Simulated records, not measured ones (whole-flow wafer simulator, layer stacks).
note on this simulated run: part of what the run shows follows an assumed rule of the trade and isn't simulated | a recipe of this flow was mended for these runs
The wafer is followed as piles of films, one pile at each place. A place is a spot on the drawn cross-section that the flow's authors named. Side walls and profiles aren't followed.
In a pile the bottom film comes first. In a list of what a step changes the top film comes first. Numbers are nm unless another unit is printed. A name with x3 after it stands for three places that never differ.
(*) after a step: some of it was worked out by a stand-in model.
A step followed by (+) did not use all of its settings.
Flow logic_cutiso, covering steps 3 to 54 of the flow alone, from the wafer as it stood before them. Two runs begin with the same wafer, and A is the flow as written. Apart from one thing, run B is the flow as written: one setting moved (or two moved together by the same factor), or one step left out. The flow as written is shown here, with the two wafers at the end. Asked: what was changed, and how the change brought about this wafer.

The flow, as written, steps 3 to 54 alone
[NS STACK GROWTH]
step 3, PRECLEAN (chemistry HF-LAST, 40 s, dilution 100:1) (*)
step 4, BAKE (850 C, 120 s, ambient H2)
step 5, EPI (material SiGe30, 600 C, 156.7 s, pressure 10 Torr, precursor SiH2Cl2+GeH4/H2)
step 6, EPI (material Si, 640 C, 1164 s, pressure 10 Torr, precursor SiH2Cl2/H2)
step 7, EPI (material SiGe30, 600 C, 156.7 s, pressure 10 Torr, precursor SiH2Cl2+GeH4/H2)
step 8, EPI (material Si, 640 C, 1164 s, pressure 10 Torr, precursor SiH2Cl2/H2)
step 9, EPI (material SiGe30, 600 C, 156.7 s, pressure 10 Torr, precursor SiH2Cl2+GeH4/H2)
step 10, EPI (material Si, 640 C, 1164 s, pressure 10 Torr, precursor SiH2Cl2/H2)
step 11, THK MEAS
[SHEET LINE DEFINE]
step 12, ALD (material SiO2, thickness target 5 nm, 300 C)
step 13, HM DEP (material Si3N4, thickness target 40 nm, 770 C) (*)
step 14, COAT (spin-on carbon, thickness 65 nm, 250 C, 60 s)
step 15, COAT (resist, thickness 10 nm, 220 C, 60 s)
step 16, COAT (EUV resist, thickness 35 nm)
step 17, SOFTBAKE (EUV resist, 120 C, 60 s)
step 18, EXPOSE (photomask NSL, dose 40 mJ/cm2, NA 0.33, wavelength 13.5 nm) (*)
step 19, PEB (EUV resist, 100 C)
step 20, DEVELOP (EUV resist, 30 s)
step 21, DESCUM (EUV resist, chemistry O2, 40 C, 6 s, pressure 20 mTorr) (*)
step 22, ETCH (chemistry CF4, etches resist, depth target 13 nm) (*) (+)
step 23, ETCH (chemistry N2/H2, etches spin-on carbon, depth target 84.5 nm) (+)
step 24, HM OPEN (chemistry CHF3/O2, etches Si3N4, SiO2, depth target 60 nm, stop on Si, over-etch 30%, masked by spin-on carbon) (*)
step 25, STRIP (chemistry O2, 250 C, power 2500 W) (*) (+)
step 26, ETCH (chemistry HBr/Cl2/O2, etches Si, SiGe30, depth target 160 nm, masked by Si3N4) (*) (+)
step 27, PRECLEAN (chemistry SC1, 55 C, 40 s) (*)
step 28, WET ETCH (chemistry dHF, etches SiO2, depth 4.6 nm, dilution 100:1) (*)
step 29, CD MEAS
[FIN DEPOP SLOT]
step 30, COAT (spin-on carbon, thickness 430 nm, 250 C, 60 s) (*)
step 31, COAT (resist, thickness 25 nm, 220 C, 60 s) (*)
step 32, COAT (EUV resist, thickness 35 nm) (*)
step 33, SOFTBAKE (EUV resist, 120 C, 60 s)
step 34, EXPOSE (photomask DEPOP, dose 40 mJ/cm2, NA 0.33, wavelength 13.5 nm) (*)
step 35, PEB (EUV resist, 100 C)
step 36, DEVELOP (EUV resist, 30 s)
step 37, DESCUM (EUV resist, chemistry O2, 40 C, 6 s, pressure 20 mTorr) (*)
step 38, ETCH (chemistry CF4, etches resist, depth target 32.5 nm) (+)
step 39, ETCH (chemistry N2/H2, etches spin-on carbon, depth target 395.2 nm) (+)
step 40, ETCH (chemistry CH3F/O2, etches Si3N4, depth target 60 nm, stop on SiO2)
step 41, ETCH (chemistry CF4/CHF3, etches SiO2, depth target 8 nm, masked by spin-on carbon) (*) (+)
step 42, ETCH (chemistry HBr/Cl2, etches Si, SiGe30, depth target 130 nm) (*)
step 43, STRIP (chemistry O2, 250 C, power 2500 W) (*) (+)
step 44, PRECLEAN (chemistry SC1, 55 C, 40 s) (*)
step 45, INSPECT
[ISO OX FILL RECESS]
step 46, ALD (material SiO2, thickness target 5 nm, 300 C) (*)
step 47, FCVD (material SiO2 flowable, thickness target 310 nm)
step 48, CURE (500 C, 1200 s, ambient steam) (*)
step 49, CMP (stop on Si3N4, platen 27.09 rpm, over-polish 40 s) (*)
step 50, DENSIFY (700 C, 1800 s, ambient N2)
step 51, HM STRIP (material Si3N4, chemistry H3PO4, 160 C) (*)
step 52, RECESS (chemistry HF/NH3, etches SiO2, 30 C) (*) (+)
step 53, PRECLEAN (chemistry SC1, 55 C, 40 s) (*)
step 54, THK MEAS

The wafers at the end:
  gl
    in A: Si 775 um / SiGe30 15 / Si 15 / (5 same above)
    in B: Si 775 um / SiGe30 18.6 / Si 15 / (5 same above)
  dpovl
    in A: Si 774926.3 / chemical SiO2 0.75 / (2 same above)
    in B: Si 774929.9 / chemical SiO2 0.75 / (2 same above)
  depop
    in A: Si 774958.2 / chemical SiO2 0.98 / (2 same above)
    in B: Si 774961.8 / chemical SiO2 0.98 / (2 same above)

The reason: step 5, EPI: 194.3 s was run, whereas the flow has 156.7 s.

How this came from the change, step by step:
  step 5, EPI (material SiGe30, 600 C, 156.7 s, pressure 10 Torr, precursor SiH2Cl2+GeH4/H2)
      depop, dpovl, gfld and 19 more: A +15 SiGe30 (new film) | B +18.6 SiGe30 (new film)
  step 26, ETCH (chemistry HBr/Cl2/O2, etches Si, SiGe30, depth target 160 nm, masked by Si3N4) (*) (+)
      dpovl, gfld, gxf, iso, isow, lnri, nsgap: A -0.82 chemical SiO2 (all of it), -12 Si (all of it), -15 SiGe30 (all of it), -15 Si (all of it), -15 SiGe30 (all of it), -15 Si (all of it), -15 SiGe30 (all of it), -73 Si | B -0.82 chemical SiO2 (all of it), -12 Si (all of it), -15 SiGe30 (all of it), -15 Si (all of it), -15 SiGe30 (all of it), -15 Si (all of it), -18.6 SiGe30 (all of it), -69.4 Si
  step 42, ETCH (chemistry HBr/Cl2, etches Si, SiGe30, depth target 130 nm) (*)
      depop: A -13.8 Si (all of it), -15 SiGe30 (all of it), -15 Si (all of it), -15 SiGe30 (all of it), -15 Si (all of it), -15 SiGe30 (all of it), -41.2 Si | B -13.8 Si (all of it), -15 SiGe30 (all of it), -15 Si (all of it), -15 SiGe30 (all of it), -15 Si (all of it), -18.6 SiGe30 (all of it), -37.6 Si
